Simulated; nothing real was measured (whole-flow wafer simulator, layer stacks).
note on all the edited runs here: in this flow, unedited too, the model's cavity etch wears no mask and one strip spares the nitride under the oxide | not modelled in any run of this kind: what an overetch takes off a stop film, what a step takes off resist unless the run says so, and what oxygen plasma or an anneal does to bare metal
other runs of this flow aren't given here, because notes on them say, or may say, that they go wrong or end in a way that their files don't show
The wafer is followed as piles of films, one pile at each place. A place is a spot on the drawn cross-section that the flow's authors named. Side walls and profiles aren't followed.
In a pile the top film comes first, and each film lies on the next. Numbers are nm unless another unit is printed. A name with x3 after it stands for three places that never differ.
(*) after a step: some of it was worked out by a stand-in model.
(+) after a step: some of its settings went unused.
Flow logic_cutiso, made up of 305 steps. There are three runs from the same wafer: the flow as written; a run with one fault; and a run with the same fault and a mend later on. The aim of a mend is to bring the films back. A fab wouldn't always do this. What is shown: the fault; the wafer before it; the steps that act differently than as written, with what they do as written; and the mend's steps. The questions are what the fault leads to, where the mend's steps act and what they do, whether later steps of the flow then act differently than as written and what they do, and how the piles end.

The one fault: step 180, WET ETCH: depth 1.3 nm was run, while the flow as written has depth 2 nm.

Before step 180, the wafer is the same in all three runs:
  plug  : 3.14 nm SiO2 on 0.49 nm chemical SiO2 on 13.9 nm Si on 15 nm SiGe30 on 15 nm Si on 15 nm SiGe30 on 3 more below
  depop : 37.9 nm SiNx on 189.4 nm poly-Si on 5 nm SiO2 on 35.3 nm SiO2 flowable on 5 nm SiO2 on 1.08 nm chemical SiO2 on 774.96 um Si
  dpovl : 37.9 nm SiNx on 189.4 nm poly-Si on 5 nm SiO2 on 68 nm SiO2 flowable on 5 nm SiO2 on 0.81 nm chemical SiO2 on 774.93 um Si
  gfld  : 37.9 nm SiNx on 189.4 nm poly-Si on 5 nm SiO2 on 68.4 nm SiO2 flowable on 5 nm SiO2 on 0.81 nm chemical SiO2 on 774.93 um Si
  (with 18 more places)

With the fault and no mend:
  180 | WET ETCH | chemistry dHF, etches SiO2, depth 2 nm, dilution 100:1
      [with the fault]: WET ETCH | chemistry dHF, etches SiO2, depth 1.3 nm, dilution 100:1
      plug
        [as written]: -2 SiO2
        [with the fault]: -1.3 SiO2
  Later steps of the flow acting differently than as written (not shown: 4 more steps that differ only slightly, by at most 2% or 0.5 nm, whichever is larger):
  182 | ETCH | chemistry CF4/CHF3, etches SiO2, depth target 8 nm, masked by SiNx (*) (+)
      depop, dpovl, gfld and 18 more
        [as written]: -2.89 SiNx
        [with the fault]: -4.12 SiNx
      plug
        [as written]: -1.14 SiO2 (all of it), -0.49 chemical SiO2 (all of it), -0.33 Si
        [with the fault]: -1.84 SiO2 (all of it), -0.49 chemical SiO2 (all of it), -0.47 Si
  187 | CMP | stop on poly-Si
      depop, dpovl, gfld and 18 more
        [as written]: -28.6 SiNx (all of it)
        [with the fault]: -27.3 SiNx (all of it)
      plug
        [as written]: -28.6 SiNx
        [with the fault]: -27.3 SiNx
  The piles end only slightly different from the flow's at the places that both follow, by no more than 2% or 0.5 nm, whichever is larger.

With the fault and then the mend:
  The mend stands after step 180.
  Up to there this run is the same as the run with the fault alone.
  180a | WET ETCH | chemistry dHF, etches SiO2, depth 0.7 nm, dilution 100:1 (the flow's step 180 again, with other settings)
      plug
        -0.7 SiO2
  Later steps of the flow that are run all act as written at every place that is followed.
  At every place that both follow, the piles at the end match the flow's.
